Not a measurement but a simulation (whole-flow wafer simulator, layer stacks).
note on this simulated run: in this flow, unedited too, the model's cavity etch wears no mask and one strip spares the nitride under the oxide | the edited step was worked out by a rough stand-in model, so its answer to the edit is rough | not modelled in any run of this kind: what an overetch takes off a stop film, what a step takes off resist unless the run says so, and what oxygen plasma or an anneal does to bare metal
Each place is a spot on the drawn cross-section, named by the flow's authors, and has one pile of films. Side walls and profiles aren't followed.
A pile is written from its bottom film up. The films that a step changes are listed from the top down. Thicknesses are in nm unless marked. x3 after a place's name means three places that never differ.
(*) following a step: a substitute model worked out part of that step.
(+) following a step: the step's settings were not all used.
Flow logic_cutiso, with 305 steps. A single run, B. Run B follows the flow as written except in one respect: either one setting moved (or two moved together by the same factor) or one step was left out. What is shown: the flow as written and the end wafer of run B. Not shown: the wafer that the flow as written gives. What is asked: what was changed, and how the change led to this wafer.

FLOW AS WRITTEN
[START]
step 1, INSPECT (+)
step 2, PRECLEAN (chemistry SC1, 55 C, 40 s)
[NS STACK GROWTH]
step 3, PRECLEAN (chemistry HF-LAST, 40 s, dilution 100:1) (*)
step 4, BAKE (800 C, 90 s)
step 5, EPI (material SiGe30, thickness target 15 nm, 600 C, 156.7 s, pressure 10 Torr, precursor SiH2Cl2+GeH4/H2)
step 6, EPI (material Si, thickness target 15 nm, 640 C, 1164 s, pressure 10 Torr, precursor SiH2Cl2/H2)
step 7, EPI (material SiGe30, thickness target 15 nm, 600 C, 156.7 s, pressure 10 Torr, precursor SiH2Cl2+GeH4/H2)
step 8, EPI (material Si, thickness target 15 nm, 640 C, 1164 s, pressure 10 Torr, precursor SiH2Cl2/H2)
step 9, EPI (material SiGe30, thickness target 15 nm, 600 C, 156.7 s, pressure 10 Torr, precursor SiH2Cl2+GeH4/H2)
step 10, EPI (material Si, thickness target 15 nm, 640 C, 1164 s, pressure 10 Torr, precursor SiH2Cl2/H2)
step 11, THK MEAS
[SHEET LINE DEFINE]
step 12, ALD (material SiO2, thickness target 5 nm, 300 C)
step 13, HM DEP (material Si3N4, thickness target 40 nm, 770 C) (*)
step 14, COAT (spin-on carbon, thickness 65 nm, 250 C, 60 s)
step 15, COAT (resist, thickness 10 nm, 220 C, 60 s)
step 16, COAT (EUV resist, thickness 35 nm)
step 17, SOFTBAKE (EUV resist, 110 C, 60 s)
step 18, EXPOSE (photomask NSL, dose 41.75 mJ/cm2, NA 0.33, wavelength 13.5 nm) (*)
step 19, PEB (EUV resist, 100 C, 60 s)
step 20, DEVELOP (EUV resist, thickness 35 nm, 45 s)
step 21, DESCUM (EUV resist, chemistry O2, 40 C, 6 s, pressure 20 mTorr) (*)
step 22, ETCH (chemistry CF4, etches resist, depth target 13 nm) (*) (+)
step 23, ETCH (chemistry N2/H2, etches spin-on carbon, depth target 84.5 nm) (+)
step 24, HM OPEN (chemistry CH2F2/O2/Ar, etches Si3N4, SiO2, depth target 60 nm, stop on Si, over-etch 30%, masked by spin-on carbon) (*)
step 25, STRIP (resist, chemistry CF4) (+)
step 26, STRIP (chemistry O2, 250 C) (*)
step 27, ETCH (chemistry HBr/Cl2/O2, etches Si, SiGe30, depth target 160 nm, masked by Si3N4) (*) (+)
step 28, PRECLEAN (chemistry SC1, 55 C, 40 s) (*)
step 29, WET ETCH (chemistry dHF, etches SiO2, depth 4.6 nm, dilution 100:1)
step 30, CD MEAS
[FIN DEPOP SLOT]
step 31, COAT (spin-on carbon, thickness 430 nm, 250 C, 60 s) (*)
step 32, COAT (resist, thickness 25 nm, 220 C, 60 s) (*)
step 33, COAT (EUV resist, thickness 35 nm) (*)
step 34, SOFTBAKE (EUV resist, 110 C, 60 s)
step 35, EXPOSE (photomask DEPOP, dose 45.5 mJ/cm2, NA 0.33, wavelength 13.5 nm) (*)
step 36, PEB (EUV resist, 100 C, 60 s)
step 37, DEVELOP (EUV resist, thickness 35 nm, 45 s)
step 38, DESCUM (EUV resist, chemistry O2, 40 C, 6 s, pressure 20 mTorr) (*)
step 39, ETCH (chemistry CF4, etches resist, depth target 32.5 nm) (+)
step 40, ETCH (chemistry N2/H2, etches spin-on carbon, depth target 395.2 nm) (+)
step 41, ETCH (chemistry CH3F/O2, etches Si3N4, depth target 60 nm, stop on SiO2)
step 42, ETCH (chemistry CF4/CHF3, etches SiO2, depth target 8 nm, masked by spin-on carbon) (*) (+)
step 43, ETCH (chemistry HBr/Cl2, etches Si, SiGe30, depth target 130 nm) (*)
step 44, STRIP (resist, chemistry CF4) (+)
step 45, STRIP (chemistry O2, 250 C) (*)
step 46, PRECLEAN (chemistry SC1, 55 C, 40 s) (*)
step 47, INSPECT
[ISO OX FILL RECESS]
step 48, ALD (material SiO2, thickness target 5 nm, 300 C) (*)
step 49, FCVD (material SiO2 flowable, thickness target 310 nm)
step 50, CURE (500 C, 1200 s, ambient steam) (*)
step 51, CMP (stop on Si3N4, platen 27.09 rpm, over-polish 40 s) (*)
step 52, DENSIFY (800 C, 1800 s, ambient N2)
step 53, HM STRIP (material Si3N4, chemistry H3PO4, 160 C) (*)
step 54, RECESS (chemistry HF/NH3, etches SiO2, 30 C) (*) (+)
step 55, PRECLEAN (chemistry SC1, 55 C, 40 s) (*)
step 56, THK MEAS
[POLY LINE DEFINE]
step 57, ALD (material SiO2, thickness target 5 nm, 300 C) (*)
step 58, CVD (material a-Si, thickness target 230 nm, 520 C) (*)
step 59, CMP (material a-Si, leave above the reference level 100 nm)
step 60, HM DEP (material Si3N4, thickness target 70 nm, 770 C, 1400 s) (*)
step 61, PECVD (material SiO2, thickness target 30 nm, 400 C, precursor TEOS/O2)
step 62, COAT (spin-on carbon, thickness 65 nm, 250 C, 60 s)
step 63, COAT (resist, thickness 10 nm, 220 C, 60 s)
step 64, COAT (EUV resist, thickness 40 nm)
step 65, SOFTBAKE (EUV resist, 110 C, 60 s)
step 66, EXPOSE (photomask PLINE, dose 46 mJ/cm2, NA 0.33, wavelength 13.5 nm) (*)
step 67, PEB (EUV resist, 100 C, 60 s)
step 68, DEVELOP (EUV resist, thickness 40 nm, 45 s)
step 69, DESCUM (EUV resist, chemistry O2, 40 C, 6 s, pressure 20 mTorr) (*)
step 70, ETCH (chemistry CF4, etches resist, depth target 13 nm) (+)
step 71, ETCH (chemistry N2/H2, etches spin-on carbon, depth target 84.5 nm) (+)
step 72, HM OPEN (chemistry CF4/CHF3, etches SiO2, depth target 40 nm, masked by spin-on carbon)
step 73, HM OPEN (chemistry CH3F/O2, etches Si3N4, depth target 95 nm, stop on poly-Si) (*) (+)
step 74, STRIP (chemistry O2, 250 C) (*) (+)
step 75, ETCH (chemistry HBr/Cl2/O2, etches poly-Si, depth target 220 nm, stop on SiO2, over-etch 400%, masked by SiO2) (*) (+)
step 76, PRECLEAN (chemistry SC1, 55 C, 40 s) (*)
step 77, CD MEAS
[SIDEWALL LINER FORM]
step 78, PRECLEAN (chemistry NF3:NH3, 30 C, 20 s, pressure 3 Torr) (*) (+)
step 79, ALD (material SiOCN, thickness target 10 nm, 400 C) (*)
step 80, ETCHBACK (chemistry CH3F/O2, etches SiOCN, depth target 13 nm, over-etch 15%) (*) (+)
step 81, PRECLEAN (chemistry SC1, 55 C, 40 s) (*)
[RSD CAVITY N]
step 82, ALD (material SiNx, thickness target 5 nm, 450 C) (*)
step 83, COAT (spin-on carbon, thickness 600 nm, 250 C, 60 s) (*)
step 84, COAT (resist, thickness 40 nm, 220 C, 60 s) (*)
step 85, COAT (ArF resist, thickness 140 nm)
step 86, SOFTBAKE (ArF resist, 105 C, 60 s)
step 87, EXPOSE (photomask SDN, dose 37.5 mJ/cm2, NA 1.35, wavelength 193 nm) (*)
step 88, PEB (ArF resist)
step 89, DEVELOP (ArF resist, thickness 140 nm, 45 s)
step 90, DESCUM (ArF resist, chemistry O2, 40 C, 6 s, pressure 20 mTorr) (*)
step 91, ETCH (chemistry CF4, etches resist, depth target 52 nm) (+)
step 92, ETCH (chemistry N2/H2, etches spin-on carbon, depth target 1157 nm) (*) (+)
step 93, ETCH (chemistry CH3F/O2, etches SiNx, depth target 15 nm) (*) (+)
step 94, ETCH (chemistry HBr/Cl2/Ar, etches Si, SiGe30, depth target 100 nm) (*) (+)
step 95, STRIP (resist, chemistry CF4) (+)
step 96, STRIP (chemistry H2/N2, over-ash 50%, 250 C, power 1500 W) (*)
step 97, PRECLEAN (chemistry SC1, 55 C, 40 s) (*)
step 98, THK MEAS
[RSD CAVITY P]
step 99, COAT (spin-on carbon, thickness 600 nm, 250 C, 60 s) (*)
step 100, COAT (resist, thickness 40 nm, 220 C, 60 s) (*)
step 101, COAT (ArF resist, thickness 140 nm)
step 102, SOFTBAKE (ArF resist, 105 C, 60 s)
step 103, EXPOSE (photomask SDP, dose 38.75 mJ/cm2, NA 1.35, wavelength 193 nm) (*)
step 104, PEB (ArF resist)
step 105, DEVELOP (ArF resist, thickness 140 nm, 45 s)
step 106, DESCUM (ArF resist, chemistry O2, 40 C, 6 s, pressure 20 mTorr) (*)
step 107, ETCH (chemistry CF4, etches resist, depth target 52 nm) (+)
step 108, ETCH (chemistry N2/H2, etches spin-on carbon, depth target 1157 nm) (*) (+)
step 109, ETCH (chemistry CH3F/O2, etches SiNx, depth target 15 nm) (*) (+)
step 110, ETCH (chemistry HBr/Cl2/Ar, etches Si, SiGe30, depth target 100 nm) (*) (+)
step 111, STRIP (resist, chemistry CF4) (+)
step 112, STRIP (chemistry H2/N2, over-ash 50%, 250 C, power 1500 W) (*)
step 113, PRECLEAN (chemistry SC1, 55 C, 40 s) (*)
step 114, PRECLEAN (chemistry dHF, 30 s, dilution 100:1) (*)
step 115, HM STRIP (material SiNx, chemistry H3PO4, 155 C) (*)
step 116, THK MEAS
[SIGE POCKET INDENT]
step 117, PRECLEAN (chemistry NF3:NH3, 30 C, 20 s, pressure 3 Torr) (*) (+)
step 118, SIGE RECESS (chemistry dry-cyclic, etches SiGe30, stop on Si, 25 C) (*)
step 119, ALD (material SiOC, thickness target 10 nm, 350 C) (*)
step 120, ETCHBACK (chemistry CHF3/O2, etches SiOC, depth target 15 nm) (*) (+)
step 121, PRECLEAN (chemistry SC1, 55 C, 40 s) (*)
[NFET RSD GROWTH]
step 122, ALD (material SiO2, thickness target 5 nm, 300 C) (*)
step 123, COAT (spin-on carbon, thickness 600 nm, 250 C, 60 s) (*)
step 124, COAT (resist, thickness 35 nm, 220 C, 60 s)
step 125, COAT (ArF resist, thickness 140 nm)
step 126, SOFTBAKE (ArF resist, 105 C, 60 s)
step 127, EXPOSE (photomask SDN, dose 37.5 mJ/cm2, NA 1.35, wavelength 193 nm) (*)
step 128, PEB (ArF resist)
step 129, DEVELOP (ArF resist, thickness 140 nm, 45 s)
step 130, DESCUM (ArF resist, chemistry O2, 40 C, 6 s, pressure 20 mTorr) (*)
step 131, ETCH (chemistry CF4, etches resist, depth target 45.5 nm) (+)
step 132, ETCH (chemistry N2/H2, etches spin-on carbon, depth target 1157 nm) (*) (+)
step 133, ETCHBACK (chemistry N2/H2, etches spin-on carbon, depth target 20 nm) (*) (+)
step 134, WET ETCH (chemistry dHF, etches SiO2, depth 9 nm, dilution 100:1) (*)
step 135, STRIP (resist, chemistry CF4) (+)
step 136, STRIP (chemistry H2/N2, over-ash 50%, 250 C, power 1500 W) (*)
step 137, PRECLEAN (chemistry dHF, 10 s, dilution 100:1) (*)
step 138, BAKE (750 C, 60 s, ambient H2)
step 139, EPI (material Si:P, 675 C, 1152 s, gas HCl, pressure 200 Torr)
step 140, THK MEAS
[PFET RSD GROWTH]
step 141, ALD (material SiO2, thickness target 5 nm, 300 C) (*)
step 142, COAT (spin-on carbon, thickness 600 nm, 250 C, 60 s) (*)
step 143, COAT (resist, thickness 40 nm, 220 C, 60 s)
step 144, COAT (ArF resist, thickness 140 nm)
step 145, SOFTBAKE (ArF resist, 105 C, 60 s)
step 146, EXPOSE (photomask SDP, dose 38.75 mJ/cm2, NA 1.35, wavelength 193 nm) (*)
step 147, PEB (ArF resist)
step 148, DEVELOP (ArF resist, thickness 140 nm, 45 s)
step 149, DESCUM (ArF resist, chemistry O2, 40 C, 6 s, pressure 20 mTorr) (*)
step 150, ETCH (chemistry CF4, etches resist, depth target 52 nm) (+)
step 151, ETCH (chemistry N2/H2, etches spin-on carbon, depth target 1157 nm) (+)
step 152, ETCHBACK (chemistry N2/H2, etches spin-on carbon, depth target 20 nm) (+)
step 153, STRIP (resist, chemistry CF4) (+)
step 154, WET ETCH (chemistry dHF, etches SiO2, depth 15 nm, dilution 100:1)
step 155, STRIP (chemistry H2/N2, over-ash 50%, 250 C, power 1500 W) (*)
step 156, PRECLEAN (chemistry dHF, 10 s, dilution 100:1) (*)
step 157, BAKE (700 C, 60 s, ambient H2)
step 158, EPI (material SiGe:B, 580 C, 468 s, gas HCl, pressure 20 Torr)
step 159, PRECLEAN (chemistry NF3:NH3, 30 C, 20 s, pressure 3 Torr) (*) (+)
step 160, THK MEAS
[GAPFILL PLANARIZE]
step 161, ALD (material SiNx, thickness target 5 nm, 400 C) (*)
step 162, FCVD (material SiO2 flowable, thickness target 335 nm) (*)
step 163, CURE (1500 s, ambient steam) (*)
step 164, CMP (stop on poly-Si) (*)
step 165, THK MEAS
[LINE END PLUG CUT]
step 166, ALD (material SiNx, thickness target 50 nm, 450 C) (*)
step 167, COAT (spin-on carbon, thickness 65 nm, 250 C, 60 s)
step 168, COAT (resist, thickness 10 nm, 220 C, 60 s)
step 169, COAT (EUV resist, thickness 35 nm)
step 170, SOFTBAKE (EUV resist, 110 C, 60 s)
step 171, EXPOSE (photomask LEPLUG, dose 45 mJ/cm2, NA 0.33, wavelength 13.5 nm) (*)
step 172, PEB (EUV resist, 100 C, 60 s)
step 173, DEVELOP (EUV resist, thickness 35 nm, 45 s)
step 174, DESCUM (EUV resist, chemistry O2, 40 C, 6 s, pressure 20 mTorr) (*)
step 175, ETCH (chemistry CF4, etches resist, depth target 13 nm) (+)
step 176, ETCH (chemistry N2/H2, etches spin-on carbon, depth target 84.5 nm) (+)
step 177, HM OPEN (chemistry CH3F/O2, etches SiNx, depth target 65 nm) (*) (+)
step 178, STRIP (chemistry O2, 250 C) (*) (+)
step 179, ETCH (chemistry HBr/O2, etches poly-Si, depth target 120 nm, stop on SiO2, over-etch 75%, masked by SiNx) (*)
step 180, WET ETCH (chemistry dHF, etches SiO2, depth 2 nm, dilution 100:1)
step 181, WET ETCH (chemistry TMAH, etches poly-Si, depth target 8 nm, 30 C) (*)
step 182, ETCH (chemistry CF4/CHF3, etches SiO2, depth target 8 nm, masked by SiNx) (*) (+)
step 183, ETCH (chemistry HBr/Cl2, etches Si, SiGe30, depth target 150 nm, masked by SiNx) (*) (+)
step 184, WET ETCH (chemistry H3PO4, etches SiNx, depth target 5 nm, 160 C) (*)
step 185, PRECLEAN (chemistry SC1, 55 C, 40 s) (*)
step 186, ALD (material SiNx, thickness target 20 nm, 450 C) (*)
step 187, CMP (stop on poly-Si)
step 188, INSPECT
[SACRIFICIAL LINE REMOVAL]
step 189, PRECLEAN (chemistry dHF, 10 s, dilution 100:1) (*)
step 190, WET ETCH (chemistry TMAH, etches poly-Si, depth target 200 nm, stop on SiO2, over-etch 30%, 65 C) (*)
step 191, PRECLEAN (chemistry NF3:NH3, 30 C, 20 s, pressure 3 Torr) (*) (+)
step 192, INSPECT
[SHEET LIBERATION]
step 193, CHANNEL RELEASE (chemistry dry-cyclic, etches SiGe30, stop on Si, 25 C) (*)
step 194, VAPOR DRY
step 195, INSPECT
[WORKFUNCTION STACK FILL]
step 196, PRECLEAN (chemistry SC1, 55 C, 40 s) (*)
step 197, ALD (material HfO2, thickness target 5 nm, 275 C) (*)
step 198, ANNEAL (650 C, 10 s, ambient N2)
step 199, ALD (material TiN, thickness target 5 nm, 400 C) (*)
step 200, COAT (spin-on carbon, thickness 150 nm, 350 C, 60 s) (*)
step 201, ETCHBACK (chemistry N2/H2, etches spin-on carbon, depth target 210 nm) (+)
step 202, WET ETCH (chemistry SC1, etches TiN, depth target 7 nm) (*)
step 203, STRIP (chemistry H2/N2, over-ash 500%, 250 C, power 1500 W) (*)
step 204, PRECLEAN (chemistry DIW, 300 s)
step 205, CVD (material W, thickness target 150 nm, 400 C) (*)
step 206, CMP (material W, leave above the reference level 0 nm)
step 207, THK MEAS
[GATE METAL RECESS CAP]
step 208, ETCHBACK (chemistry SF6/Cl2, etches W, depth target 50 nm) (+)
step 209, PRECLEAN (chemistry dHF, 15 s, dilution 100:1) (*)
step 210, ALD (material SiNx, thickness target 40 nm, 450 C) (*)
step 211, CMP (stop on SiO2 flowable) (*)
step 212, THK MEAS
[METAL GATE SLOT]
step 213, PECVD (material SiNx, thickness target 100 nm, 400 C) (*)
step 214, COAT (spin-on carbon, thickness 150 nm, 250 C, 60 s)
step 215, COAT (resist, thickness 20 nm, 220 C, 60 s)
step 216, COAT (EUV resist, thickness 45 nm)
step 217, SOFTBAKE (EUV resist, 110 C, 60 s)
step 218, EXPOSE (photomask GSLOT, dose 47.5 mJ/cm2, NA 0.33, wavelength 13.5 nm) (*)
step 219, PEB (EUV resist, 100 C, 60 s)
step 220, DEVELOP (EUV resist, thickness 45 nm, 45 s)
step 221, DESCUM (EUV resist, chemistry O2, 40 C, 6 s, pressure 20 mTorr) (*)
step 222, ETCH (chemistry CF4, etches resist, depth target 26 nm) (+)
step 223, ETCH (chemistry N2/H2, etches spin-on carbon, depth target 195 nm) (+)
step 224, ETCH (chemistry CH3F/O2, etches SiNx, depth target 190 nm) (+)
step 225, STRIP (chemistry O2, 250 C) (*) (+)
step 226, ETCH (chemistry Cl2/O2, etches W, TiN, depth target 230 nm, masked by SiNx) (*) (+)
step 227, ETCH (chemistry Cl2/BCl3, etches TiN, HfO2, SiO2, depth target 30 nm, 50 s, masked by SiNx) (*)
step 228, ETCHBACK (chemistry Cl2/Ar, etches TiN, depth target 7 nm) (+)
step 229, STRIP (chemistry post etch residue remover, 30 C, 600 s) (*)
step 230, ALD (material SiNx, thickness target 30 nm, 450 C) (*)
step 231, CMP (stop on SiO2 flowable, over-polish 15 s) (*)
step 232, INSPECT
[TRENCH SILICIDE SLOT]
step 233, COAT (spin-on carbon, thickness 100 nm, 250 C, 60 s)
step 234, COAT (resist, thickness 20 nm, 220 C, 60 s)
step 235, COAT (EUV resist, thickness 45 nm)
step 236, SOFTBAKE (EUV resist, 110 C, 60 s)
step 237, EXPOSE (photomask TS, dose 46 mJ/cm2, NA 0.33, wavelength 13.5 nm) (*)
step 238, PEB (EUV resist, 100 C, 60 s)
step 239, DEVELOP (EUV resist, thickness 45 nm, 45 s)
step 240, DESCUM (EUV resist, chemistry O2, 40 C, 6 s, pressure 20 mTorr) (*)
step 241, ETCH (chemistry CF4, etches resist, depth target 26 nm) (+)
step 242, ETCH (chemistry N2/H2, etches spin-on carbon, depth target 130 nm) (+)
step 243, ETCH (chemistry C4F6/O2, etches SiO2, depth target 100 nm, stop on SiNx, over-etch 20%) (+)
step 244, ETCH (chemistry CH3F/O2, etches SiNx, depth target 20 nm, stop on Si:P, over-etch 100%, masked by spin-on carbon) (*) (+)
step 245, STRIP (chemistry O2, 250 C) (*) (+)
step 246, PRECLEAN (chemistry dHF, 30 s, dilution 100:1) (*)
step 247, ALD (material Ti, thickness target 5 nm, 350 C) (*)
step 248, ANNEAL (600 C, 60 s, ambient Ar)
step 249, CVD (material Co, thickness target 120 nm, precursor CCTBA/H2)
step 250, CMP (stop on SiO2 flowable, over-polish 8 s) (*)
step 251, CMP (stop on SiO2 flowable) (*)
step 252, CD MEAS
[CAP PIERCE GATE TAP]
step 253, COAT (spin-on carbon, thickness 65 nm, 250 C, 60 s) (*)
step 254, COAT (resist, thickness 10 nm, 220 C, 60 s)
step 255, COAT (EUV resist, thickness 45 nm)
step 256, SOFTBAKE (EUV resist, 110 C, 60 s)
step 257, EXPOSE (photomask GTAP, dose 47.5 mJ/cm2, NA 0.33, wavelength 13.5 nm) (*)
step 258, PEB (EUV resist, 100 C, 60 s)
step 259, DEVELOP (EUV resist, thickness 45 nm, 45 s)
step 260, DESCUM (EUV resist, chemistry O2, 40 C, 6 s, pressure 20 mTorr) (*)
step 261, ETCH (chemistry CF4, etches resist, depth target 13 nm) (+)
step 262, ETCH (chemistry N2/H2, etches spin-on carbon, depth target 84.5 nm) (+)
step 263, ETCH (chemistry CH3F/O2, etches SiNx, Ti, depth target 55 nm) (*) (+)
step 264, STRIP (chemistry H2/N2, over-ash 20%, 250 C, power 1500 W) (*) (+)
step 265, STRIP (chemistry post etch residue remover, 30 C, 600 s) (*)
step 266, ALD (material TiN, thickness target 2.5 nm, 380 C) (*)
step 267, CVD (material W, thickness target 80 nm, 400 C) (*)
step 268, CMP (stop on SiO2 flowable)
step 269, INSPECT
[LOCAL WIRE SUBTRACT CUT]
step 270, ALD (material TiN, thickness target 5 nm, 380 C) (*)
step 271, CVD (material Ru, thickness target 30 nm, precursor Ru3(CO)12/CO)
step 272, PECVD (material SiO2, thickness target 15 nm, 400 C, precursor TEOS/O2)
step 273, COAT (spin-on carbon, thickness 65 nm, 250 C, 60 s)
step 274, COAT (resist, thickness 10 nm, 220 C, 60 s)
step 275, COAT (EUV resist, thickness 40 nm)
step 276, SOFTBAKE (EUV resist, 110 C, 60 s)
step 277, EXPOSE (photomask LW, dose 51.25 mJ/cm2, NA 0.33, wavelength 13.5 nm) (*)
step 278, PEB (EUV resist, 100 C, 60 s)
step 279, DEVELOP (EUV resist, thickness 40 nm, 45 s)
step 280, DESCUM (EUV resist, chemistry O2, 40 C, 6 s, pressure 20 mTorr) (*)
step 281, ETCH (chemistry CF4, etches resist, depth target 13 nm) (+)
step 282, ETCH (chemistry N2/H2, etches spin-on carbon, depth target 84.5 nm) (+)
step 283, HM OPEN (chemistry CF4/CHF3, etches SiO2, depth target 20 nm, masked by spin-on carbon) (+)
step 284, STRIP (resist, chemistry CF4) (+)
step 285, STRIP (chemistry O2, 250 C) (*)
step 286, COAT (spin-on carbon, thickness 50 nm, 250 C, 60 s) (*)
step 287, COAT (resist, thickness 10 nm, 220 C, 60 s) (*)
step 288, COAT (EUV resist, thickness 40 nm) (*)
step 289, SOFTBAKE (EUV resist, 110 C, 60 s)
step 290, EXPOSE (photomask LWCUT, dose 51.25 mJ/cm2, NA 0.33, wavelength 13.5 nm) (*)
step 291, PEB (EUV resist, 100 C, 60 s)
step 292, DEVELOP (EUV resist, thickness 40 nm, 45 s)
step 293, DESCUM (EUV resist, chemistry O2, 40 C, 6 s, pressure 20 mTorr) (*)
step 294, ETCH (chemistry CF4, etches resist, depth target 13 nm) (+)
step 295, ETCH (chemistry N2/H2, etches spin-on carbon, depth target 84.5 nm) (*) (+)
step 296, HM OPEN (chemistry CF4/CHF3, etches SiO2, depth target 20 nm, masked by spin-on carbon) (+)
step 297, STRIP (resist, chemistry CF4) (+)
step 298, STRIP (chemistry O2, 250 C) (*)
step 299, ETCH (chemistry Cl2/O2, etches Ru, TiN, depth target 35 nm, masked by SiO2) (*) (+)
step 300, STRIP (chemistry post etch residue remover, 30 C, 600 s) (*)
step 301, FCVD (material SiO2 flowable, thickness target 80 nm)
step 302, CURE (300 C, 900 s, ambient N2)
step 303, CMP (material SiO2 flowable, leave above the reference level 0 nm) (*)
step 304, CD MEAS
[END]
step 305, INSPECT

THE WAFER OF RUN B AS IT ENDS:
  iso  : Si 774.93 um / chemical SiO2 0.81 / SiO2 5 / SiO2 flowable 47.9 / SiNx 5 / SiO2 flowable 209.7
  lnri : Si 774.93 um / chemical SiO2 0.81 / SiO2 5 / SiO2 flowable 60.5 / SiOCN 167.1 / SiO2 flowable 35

Cause: step 119, ALD: thickness target 6 nm was run, whereas the flow has thickness target 10 nm.

How this came from the change, step by step:
  step 119, ALD (material SiOC, thickness target 10 nm, 350 C) (*)
      depop, dpovl, gfld and 14 more: SiOC gains 6 (new film) (in the flow as written it would be: SiOC gains 10 (new film))
      lnr, lnrp, lnrt: SiOC gains 6 (new film), SiOC gains 16 (new film), cavity loses 16 (all of it), SiOC gains 16 (new film), cavity loses 16 (all of it), SiOC gains 16 (new film), cavity loses 16 (all of it) (in the flow as written it would be: SiOC gains 10 (new film), SiOC gains 16 (new film), cavity loses 16 (all of it), SiOC gains 16 (new film), cavity loses 16 (all of it), SiOC gains 16 (new film), cavity loses 16 (all of it))
      (and at 2 other places as well)
  step 120, ETCHBACK (chemistry CHF3/O2, etches SiOC, depth target 15 nm) (*) (+)
      gxn: SiOC loses 6 (all of it), SiO2 loses 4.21 (all of it), Si3N4 loses 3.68 (in the flow as written it would be: SiOC loses 11 (all of it), SiO2 loses 4.21 (all of it))
      gxp: SiOC loses 6 (all of it), SiO2 loses 4.25 (all of it), Si3N4 loses 3.65 (in the flow as written it would be: SiOC loses 11 (all of it), SiO2 loses 4.25 (all of it))
      (and at 20 other places as well)
  step 141, ALD (material SiO2, thickness target 5 nm, 300 C) (*)
      gxn: SiO2 gains 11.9 (new film) (in the flow as written it would be: SiO2 gains 10.1 (new film))
      gxp: SiO2 gains 5.7 (in the flow as written it would be: SiO2 gains 5)
  step 153, STRIP (resist, chemistry CF4) (+)
      gxp: SiO2 loses 3.9 (all of it) (in the flow as written it would be: SiO2 loses 3.06 (all of it))
  step 159, PRECLEAN (chemistry NF3:NH3, 30 C, 20 s, pressure 3 Torr) (*) (+)
      depop, dpovl, gfld, gxf, isow, ns, nsgap, plug: SiO2 loses 7.56 (all of it) (in the flow as written it would be: SiO2 loses 7.43)
  step 161, ALD (material SiNx, thickness target 5 nm, 400 C) (*)
      gxp: SiNx gains 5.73 (new film) (in the flow as written it would be: SiNx gains 5 (new film))
  step 164, CMP (stop on poly-Si) (*)
      depop, dpovl, isow, ns, nsgap: SiO2 flowable loses 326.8 (all of it), SiNx loses 5 (all of it), Si3N4 loses 70 (all of it) (in the flow as written it would be: SiO2 flowable loses 326.8 (all of it), SiNx loses 5 (all of it), SiO2 loses 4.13 (all of it), Si3N4 loses 70 (all of it))
      gfld, gxf: SiO2 flowable loses 254.2 (all of it), SiNx loses 5 (all of it), Si3N4 loses 70 (all of it) (in the flow as written it would be: SiO2 flowable loses 251.9 (all of it), SiNx loses 5 (all of it), SiO2 loses 4.13 (all of it), Si3N4 loses 70 (all of it))
      (and at 10 other places as well)
